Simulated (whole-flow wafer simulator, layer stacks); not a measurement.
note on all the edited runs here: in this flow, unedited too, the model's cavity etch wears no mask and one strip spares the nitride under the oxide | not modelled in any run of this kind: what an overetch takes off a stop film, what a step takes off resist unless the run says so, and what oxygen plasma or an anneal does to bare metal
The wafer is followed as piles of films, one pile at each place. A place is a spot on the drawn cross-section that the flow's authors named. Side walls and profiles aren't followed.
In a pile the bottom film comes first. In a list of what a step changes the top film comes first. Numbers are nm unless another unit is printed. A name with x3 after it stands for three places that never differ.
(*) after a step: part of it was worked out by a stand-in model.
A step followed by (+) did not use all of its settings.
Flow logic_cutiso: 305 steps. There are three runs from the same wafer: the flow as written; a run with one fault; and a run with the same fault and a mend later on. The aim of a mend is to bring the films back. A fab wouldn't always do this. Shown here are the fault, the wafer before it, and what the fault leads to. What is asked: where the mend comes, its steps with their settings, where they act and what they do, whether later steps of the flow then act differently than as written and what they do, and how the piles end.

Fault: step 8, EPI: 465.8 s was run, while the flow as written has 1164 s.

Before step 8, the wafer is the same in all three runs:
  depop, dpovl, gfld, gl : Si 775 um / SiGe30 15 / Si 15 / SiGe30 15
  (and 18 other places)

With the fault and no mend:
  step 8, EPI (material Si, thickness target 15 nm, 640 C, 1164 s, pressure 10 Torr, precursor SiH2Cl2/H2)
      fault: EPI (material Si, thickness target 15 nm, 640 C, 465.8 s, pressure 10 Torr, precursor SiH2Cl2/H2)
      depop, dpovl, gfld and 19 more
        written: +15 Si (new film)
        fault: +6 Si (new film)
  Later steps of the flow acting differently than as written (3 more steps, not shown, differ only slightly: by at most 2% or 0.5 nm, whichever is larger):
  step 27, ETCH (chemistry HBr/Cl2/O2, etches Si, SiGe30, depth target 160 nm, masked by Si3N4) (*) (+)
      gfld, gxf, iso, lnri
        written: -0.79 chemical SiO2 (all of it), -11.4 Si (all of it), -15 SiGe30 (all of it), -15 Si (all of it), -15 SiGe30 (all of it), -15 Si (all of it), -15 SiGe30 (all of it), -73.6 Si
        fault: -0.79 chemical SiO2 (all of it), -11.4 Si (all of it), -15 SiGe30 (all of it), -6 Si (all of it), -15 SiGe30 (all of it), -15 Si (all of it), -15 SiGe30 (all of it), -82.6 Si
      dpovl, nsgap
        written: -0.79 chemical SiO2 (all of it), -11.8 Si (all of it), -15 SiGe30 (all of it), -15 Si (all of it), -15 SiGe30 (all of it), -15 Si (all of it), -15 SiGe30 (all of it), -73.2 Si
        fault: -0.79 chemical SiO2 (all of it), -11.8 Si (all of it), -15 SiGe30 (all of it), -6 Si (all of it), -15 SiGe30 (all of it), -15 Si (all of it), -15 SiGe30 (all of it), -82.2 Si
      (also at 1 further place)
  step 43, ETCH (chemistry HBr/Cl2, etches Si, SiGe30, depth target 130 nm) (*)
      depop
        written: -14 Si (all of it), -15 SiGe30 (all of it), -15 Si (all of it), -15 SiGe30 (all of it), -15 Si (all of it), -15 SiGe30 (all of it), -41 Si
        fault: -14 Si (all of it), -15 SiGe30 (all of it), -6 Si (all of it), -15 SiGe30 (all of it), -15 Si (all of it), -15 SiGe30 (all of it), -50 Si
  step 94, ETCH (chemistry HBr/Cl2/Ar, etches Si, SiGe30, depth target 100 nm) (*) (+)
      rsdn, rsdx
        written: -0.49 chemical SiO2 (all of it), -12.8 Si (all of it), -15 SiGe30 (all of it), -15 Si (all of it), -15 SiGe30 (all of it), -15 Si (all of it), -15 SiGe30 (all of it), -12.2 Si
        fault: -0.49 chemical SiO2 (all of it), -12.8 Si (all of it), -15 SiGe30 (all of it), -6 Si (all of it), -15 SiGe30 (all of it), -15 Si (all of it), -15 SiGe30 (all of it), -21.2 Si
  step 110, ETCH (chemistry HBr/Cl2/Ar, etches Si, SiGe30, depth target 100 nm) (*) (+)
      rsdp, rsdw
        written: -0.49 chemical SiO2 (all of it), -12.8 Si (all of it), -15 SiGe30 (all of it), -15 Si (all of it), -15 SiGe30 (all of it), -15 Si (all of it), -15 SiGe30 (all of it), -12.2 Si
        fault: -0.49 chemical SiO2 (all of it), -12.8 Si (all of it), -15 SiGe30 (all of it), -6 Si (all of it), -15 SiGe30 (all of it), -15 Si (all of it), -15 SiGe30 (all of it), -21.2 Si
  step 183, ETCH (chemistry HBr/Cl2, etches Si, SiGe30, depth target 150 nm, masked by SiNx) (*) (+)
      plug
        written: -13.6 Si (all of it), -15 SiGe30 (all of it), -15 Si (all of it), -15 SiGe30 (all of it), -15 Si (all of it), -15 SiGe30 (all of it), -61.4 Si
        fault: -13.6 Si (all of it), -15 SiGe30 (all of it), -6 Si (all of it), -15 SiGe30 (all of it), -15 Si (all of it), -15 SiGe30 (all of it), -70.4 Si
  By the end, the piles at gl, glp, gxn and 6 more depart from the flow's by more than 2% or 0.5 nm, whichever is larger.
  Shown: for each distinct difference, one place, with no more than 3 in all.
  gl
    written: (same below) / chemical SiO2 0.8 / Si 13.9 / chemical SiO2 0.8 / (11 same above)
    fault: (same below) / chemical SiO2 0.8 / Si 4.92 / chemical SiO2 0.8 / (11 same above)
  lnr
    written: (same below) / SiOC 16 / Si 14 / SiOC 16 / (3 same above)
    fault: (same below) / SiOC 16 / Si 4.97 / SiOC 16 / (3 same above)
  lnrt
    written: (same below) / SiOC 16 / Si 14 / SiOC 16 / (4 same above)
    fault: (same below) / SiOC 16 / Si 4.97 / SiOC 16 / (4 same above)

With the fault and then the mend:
  The mend stands after step 8.
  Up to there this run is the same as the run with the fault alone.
  step 8a, EPI (material Si, thickness target 15 nm, 640 C, 698.6 s, pressure 10 Torr, precursor SiH2Cl2/H2) (the flow's step 8, run once more with other settings)
      depop, dpovl, gfld and 19 more
        +9 Si
  Every later step of the flow that is run acts as written at every place that is followed.
  At every place that both follow, the piles at the end match the flow's.
